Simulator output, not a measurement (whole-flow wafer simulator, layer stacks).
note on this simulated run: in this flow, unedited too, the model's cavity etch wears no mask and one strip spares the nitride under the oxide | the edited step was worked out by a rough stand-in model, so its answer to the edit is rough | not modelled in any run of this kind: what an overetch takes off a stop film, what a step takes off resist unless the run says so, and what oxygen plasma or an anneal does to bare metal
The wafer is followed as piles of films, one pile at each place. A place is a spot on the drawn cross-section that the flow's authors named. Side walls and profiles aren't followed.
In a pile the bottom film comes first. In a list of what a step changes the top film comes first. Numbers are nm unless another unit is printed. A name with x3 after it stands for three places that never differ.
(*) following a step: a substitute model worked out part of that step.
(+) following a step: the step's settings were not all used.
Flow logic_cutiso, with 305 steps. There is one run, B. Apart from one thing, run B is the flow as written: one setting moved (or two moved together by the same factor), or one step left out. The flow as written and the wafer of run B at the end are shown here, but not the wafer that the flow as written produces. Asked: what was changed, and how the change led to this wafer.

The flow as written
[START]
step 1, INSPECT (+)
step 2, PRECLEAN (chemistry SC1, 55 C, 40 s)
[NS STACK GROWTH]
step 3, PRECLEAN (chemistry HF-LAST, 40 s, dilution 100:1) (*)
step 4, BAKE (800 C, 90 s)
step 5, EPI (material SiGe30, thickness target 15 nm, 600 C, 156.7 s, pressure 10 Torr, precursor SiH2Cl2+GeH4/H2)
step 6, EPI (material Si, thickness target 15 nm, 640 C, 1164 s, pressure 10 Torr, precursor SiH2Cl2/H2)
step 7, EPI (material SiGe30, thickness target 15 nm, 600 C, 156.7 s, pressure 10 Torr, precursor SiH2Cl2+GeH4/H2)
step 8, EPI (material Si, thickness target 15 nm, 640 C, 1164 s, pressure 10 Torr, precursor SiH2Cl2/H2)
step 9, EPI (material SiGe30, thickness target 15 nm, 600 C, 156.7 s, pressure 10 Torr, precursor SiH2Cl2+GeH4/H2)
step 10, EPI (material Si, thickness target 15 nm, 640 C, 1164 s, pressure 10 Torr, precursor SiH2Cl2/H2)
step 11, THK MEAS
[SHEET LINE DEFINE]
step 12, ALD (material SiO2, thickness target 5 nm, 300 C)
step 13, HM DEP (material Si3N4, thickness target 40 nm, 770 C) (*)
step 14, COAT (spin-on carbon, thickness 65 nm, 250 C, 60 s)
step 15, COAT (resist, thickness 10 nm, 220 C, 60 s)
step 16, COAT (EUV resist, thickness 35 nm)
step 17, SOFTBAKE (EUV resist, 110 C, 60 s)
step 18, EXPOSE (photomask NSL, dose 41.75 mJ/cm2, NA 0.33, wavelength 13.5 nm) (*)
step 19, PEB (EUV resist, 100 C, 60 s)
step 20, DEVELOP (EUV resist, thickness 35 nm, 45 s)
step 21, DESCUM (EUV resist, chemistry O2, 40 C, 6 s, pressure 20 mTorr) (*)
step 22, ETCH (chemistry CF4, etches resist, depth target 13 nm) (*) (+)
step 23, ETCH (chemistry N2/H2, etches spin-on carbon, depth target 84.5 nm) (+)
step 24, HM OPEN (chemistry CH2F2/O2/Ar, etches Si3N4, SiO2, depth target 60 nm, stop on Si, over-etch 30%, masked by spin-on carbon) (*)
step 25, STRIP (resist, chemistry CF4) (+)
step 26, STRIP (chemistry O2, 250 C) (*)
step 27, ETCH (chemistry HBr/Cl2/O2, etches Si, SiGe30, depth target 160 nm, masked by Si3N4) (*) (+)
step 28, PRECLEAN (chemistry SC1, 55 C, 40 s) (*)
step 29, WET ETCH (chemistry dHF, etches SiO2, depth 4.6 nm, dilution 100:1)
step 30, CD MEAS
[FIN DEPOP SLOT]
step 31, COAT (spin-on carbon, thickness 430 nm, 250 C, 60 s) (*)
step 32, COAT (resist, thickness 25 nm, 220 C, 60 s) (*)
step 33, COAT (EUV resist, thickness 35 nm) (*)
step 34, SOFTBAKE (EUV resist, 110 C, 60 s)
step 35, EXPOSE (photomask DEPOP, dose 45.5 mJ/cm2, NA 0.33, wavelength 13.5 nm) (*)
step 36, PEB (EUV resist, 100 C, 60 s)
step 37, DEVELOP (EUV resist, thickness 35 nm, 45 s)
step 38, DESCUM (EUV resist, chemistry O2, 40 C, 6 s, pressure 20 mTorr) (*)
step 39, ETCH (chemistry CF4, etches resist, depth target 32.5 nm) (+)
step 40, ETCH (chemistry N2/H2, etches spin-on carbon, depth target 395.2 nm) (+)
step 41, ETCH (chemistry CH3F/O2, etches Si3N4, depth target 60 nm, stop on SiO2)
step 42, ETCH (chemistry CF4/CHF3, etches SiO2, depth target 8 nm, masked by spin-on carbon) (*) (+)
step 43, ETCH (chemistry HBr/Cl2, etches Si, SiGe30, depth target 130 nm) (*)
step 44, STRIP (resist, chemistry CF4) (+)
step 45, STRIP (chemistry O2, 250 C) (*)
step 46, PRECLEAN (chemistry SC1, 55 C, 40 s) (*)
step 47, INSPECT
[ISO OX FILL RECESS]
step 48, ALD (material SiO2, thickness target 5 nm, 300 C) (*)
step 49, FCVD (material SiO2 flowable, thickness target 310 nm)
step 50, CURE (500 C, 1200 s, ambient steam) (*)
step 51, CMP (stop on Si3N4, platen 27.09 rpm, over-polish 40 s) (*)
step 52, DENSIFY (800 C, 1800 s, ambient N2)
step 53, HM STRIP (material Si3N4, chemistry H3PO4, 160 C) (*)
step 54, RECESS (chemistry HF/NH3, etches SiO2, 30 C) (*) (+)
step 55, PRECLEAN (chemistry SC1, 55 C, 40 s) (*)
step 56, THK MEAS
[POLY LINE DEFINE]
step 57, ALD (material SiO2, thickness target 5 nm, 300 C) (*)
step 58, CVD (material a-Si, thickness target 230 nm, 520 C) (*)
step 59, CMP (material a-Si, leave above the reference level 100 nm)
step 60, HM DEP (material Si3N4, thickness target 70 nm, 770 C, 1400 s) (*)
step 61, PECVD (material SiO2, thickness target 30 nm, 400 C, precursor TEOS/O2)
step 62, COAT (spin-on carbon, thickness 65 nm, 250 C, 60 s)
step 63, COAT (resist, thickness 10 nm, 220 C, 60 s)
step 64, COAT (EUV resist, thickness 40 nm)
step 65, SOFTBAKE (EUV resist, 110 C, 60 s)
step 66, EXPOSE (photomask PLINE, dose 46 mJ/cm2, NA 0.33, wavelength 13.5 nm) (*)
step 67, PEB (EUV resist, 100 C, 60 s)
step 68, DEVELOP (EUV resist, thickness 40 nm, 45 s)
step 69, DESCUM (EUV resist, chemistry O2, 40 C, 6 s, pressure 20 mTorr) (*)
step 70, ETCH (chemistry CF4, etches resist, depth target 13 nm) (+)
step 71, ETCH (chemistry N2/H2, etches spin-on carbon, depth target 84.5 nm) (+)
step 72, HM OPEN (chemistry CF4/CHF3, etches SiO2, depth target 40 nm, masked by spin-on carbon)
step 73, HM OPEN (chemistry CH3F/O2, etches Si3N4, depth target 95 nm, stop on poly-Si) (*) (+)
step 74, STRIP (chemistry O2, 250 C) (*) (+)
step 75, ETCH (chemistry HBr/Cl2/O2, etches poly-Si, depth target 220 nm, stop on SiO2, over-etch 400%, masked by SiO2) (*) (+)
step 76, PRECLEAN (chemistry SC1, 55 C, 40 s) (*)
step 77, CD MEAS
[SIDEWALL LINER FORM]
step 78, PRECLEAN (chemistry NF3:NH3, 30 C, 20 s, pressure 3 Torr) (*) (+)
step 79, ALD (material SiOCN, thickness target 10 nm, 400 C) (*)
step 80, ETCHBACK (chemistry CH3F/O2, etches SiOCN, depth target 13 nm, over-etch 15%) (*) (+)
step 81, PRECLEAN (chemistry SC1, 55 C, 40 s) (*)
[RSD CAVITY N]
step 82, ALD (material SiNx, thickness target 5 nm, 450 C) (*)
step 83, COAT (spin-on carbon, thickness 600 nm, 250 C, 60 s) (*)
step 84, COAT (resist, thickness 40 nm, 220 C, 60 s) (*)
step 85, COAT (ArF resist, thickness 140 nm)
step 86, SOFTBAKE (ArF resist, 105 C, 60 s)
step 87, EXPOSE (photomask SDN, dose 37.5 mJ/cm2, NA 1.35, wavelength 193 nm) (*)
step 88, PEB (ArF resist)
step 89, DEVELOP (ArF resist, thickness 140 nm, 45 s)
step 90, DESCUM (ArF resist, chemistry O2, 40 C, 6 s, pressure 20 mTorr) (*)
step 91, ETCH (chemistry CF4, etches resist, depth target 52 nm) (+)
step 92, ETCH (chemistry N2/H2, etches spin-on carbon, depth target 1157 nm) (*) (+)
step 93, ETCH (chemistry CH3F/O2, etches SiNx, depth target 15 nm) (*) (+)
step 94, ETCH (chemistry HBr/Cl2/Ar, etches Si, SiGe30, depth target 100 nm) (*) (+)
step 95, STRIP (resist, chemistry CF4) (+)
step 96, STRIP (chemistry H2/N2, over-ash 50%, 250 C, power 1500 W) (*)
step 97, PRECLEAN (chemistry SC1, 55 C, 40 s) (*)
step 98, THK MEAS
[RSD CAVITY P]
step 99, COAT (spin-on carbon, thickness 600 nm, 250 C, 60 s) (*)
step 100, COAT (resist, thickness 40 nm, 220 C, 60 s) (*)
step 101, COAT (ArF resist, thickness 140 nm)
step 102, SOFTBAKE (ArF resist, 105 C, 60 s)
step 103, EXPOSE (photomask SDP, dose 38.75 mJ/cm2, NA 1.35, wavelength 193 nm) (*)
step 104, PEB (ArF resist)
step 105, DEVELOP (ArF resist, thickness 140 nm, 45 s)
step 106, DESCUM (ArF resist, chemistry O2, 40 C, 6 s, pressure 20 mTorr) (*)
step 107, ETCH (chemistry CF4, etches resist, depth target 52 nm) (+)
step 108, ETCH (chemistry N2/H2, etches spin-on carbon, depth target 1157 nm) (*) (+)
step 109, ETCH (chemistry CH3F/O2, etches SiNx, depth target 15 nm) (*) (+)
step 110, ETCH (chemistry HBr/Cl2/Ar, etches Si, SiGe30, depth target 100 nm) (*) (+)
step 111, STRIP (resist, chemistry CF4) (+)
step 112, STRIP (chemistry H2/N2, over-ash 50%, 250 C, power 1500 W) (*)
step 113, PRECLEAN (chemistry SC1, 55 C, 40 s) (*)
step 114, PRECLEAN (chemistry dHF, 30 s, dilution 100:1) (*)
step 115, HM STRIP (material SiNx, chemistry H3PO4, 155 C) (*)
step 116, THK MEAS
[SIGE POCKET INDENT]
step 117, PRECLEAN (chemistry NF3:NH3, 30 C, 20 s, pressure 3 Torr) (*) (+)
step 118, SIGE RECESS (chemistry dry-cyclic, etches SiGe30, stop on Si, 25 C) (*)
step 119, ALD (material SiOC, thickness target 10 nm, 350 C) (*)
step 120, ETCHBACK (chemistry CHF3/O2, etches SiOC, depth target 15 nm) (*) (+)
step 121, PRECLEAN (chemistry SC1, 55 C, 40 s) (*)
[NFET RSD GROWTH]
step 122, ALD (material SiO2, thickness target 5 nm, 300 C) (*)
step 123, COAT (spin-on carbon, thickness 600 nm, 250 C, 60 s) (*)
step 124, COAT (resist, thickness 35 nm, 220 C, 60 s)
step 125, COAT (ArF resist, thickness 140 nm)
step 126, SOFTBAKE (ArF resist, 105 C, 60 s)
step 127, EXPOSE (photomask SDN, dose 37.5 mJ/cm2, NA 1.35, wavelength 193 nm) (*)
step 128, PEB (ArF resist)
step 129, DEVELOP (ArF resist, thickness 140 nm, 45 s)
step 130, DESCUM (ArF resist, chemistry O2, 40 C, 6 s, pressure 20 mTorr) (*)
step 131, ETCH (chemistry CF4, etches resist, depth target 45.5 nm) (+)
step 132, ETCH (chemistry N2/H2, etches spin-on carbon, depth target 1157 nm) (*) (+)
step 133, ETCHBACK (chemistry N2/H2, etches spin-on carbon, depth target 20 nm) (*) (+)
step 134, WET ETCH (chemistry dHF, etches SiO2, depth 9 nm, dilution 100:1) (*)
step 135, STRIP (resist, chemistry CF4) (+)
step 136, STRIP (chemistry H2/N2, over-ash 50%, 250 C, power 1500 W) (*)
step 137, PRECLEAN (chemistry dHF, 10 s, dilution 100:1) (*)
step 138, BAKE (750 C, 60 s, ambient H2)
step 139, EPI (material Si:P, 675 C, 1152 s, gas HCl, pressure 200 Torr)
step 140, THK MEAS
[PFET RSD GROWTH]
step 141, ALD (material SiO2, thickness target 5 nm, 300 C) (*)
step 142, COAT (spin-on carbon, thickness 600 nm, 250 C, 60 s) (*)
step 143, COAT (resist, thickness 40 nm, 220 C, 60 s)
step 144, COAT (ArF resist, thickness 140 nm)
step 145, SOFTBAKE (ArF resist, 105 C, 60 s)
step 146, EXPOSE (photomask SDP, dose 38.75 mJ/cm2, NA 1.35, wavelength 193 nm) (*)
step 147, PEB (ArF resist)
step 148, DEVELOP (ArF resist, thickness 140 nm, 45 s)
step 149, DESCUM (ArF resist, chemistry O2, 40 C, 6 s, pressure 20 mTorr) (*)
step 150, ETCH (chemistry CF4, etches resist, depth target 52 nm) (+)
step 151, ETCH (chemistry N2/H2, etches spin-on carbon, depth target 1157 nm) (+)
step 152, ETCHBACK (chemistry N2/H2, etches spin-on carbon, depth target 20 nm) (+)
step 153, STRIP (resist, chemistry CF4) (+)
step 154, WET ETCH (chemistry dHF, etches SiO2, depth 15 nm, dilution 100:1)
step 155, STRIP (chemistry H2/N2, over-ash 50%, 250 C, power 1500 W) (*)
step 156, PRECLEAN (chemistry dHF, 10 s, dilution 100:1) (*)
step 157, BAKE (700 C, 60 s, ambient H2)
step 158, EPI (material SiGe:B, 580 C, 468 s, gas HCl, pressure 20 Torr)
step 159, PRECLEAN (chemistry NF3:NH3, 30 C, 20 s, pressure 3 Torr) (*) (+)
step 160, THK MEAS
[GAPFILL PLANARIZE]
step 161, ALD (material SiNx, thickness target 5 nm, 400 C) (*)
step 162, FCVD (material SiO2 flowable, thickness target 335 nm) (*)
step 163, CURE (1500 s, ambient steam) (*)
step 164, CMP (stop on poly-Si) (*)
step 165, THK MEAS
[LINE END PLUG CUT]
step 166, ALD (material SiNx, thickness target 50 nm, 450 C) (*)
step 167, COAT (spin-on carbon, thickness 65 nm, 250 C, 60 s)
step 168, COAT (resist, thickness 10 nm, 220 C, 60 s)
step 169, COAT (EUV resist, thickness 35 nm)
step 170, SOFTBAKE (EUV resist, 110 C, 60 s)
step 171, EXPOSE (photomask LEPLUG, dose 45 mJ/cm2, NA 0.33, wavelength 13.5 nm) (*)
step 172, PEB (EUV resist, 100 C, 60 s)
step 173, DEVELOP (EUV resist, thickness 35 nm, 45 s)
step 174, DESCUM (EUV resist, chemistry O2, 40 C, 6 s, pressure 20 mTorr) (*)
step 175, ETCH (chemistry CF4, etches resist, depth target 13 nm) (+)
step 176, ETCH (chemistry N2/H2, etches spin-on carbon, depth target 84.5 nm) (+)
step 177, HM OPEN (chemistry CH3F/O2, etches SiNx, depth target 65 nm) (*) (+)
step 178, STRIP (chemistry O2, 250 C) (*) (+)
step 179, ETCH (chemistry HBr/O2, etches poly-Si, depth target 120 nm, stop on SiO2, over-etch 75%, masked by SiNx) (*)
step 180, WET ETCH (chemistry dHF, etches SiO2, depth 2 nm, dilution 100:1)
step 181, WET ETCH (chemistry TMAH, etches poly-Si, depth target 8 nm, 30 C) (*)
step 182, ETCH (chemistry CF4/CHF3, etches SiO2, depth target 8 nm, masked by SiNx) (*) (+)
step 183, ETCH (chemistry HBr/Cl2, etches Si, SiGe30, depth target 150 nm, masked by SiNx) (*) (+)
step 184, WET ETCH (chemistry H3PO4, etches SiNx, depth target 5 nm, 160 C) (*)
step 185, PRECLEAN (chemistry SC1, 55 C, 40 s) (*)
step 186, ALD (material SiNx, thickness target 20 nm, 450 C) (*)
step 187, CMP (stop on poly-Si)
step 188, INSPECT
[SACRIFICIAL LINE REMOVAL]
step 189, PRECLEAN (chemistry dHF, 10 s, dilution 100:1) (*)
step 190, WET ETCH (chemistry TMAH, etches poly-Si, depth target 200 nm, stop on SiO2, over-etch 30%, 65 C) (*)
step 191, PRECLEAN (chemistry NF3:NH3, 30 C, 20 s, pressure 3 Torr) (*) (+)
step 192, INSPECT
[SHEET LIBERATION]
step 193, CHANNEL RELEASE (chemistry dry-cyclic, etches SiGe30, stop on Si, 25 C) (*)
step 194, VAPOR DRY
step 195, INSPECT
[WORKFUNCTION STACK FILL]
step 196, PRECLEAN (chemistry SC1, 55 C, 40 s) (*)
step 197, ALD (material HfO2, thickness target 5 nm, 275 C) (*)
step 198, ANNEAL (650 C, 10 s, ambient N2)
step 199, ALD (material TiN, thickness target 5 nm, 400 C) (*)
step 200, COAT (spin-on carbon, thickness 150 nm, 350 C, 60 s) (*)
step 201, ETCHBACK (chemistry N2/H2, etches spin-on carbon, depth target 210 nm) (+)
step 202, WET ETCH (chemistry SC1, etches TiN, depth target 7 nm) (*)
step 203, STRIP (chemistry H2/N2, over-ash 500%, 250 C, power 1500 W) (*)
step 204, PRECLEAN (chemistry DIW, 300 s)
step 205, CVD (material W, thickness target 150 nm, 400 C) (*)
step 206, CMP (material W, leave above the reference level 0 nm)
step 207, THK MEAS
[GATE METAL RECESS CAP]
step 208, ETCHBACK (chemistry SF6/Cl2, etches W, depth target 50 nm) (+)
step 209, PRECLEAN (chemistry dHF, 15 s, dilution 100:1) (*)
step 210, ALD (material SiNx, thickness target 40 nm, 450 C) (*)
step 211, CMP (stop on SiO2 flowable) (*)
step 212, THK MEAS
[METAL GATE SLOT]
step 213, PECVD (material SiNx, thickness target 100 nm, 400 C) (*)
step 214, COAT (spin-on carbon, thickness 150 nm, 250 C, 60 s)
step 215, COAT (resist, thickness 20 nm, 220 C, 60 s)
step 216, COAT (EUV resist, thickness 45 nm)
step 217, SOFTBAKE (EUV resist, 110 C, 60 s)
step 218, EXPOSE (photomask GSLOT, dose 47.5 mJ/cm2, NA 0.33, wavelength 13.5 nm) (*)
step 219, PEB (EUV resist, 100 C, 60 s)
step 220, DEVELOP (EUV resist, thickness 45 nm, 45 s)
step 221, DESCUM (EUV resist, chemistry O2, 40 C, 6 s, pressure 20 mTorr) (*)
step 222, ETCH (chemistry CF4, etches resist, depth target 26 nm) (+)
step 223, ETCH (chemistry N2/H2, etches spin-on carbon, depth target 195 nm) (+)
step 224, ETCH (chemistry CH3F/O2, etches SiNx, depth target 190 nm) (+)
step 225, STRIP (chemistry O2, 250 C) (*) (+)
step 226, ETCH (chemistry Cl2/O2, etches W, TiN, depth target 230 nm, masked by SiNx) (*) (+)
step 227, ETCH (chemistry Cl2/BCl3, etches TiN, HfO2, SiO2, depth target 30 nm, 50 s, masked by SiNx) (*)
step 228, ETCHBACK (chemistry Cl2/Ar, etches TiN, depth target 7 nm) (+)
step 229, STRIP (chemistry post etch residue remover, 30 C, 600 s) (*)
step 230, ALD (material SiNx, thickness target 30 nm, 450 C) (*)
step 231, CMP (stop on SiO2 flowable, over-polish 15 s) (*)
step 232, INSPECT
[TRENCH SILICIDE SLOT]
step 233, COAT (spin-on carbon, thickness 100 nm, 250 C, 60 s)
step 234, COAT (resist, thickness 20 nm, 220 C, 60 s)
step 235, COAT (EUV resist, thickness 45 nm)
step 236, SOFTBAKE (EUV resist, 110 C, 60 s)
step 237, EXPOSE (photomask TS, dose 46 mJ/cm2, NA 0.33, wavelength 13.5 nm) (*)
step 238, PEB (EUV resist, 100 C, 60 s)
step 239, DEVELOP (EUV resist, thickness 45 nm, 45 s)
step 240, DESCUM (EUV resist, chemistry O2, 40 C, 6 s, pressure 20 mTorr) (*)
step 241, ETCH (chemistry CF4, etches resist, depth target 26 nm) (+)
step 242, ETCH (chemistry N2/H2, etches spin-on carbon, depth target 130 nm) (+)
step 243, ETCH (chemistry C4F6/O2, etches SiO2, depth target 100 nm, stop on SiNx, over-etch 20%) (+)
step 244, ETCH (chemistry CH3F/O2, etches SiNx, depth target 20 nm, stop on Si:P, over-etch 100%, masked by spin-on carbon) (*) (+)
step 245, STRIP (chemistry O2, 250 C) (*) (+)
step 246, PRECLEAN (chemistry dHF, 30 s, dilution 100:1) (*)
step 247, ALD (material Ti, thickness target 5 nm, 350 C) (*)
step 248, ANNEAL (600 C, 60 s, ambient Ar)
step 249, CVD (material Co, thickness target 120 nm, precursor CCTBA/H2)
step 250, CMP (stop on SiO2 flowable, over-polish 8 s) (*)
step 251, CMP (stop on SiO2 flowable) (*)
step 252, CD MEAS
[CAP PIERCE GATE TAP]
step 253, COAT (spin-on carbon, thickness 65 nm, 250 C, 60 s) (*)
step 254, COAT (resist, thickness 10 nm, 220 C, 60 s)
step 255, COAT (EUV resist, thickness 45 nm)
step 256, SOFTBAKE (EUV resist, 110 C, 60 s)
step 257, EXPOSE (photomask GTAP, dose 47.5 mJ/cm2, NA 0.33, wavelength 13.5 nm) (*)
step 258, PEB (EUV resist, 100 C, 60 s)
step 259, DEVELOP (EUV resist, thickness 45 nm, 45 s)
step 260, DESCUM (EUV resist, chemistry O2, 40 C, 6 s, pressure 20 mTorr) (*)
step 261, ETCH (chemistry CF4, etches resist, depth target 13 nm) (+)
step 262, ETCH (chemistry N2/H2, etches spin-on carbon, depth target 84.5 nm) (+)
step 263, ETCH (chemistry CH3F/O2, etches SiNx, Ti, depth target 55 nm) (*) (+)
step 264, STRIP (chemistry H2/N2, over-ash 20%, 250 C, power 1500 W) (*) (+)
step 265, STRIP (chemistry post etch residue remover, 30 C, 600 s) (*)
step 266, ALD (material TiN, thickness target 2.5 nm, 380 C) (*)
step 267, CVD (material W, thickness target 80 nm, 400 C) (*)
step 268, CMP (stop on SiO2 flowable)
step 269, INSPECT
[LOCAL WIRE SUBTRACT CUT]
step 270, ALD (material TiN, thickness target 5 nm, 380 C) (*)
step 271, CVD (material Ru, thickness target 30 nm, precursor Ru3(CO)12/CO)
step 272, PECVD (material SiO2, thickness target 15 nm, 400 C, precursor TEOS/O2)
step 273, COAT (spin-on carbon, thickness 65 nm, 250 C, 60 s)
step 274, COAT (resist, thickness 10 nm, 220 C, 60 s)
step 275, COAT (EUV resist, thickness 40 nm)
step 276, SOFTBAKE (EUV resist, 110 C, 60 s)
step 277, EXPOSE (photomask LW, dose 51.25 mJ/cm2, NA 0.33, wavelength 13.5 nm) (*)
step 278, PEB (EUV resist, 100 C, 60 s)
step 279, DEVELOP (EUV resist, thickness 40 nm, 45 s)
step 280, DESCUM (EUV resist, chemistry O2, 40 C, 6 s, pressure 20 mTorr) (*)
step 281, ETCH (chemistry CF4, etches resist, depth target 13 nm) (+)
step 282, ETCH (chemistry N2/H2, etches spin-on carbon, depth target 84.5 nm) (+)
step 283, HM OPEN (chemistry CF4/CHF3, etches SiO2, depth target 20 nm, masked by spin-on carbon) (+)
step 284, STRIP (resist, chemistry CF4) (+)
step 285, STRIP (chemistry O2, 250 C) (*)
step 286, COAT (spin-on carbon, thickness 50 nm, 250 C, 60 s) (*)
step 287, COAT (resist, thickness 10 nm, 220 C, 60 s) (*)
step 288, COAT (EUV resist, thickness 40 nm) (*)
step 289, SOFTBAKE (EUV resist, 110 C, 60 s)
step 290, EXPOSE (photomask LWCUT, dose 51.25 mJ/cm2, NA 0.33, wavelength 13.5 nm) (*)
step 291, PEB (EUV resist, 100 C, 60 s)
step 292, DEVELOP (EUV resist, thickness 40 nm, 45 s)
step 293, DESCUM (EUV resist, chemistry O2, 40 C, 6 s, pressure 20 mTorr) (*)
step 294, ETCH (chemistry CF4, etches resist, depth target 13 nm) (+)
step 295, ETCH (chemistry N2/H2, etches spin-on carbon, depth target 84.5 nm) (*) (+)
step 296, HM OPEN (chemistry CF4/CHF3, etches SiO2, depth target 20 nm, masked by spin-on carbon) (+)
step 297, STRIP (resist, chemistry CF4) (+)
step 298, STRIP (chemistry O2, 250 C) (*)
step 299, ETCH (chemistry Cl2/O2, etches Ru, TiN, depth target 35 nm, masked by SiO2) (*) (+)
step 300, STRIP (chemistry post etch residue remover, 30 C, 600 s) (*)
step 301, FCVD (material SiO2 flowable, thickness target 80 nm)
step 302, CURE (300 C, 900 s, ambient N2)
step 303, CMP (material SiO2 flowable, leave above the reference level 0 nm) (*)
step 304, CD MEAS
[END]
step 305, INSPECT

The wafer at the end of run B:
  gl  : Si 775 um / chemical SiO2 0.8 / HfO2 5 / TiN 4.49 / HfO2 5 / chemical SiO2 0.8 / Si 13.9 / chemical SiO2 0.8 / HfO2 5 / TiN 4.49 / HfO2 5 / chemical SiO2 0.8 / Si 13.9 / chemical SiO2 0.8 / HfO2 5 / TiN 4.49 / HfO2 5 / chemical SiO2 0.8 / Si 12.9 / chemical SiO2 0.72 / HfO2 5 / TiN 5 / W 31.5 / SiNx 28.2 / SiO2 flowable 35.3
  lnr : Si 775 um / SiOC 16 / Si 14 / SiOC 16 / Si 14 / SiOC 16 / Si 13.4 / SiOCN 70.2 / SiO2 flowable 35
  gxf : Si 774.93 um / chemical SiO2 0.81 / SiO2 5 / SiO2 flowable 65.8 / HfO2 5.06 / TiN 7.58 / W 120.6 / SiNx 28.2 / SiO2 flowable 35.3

Cause: step 75, ETCH: over-etch 250% was run, whereas the flow has over-etch 400%.

How this came from the change, step by step:
  step 75, ETCH (chemistry HBr/Cl2/O2, etches poly-Si, depth target 220 nm, stop on SiO2, over-etch 400%, masked by SiO2) (*) (+)
      lnr, lnrp, lnrt, rsdn, rsdp, rsdw, rsdx: -0.79 chemical SiO2 (all of it), -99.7 poly-Si (all of it), -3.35 SiO2 (in the flow as written it would be: -0.79 chemical SiO2 (all of it), -99.7 poly-Si (all of it), -5 SiO2 (all of it))
      depop, dpovl, gfld and 10 more: -8.16 SiO2 (in the flow as written it would be: -9.58 SiO2)
      (also at 2 further places)
  step 78, PRECLEAN (chemistry NF3:NH3, 30 C, 20 s, pressure 3 Torr) (*) (+)
      lnr, lnrp, lnrt, rsdn, rsdp, rsdw, rsdx: -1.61 SiO2 (all of it), -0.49 chemical SiO2 (all of it) (in the flow as written it would be: -0.52 chemical SiO2 (all of it))
      iso, lnri: -2.06 SiO2 (all of it), -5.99 SiO2 flowable (in the flow as written it would be: -0.41 SiO2 (all of it), -7.89 SiO2 flowable)
  step 120, ETCHBACK (chemistry CHF3/O2, etches SiOC, depth target 15 nm) (*) (+)
      gl, tap: -10 SiOC (all of it), -5 SiO2 (in the flow as written it would be: -10 SiOC (all of it), -4.21 SiO2 (all of it), -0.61 Si3N4)
      glp: -10 SiOC (all of it), -5 SiO2 (in the flow as written it would be: -10 SiOC (all of it), -4.25 SiO2 (all of it), -0.58 Si3N4)
      (also at 2 further places)
  step 122, ALD (material SiO2, thickness target 5 nm, 300 C) (*)
      gl, glp, tap: +5 SiO2 (in the flow as written it would be: +5 SiO2 (new film))
      gxn: +6.95 SiO2 (in the flow as written it would be: +6.76 SiO2 (new film))
      (also at 1 further place)
  step 132, ETCH (chemistry N2/H2, etches spin-on carbon, depth target 1157 nm) (*) (+)
      gl, tap: -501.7 spin-on carbon (all of it), -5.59 SiO2 (all of it), -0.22 Si3N4 (in the flow as written it would be: -501.7 spin-on carbon (all of it), -5 SiO2 (all of it), -0.5 Si3N4)
  step 133, ETCHBACK (chemistry N2/H2, etches spin-on carbon, depth target 20 nm) (*) (+)
      gxn: -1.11 SiO2 (in the flow as written it would be: -0.7 SiO2 (all of it), -0.21 Si3N4)
  step 134, WET ETCH (chemistry dHF, etches SiO2, depth 9 nm, dilution 100:1) (*)
      gxn: -1.34 SiO2 (all of it), -0.22 Si3N4 (in the flow as written it would be: -0.34 Si3N4)
  step 141, ALD (material SiO2, thickness target 5 nm, 300 C) (*)
      gxn: +11.2 SiO2 (new film) (in the flow as written it would be: +10.1 SiO2 (new film))
  step 153, STRIP (resist, chemistry CF4) (+)
      glp: -1.96 SiO2 (all of it) (in the flow as written it would be: -1.36 SiO2 (all of it))
      gxp: -4.81 SiO2 (all of it) (in the flow as written it would be: -3.06 SiO2 (all of it))
  step 161, ALD (material SiNx, thickness target 5 nm, 400 C) (*)
      gxp: +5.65 SiNx (new film) (in the flow as written it would be: +5 SiNx (new film))
  step 164, CMP (stop on poly-Si) (*)
      depop, dpovl, isow, ns, nsgap: -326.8 SiO2 flowable (all of it), -5 SiNx (all of it), -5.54 SiO2 (all of it), -70 Si3N4 (all of it) (in the flow as written it would be: -326.8 SiO2 flowable (all of it), -5 SiNx (all of it), -4.13 SiO2 (all of it), -70 Si3N4 (all of it))
      gfld, gxf, plug: -251.7 SiO2 flowable (all of it), -5 SiNx (all of it), -5.54 SiO2 (all of it), -70 Si3N4 (all of it) (in the flow as written it would be: -251.9 SiO2 flowable (all of it), -5 SiNx (all of it), -4.13 SiO2 (all of it), -70 Si3N4 (all of it))
      (also at 4 further places)
  step 197, ALD (material HfO2, thickness target 5 nm, 275 C) (*)
      gxf: +5.06 HfO2 (new film) (in the flow as written it would be: +7.7 HfO2 (new film))
  step 199, ALD (material TiN, thickness target 5 nm, 400 C) (*)
      gxf: +7.58 TiN (new film) (in the flow as written it would be: +5 TiN (new film))
